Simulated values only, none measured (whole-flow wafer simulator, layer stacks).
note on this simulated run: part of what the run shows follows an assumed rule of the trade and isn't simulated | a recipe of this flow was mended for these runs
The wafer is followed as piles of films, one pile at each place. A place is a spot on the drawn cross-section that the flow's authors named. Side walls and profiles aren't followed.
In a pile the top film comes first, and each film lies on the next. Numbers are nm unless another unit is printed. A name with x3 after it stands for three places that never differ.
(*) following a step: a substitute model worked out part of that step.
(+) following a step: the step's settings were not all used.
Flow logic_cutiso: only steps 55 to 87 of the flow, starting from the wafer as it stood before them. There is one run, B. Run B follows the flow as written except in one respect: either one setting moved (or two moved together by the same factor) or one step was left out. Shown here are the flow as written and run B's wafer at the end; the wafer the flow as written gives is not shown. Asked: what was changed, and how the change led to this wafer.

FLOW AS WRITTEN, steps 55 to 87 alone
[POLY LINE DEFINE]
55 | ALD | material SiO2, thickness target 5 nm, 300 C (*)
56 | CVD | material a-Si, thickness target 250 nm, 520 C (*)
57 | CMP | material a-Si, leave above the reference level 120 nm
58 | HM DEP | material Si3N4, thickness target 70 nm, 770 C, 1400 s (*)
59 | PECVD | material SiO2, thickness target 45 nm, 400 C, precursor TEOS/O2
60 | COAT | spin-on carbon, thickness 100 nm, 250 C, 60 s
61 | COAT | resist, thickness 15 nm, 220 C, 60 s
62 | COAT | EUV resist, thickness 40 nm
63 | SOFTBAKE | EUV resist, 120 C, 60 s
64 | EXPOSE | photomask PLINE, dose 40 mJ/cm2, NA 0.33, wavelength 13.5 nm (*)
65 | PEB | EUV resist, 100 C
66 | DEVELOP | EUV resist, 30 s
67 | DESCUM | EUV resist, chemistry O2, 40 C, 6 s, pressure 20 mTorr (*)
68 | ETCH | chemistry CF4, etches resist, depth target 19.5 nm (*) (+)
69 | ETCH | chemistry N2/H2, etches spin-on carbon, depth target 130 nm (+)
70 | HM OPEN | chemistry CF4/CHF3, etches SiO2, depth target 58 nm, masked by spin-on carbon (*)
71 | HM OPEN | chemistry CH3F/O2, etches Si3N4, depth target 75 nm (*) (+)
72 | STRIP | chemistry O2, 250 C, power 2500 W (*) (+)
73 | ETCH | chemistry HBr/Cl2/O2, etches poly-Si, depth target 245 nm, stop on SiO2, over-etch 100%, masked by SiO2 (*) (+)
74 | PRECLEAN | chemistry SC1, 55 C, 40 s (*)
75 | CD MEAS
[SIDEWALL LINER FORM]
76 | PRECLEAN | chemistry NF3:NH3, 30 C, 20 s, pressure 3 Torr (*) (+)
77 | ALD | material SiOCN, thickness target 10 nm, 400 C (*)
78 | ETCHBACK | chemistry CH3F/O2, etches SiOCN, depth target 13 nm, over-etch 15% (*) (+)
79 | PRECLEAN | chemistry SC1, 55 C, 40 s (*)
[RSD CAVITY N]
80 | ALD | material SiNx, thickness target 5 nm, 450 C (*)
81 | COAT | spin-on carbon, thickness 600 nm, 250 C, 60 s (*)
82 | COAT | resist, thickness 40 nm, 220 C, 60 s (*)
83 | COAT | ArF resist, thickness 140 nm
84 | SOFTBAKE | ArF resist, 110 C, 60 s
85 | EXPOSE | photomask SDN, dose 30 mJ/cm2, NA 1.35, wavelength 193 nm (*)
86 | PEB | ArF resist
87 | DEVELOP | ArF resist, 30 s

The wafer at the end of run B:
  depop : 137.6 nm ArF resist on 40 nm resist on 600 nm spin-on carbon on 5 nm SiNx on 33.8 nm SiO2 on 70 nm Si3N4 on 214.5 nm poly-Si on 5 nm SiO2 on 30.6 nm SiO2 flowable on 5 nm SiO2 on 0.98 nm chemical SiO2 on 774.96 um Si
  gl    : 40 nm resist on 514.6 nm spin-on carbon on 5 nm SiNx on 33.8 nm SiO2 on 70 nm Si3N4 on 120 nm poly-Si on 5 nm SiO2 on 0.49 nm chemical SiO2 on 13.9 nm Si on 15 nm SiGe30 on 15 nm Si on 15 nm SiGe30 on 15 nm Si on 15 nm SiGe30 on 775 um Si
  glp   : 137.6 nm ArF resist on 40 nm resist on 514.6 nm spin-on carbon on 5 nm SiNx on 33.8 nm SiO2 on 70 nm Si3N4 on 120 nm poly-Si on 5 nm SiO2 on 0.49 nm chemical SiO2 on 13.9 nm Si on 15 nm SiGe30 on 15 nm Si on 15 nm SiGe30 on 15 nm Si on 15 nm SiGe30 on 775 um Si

What caused this: step 59, PECVD: thickness target 50.4 nm was run, while the flow as written has thickness target 45 nm.

How this came from the change, step by step:
  59 | PECVD | material SiO2, thickness target 45 nm, 400 C, precursor TEOS/O2
      depop, dpovl x3, gfld and 17 more: SiO2 gains 50.4 (new film) (in the flow as written it would be: SiO2 gains 45 (new film))
  70 | HM OPEN | chemistry CF4/CHF3, etches SiO2, depth target 58 nm, masked by spin-on carbon (*)
      iso, lnr, lnri and 6 more: SiO2 loses 48.6 (all of it), Si3N4 loses 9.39 (in the flow as written it would be: SiO2 loses 43.2 (all of it), Si3N4 loses 14.8)
  71 | HM OPEN | chemistry CH3F/O2, etches Si3N4, depth target 75 nm (*) (+)
      iso, lnr, lnri and 6 more: Si3N4 loses 60.6 (all of it), poly-Si loses 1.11 (in the flow as written it would be: Si3N4 loses 55.2 (all of it), poly-Si loses 1.52)
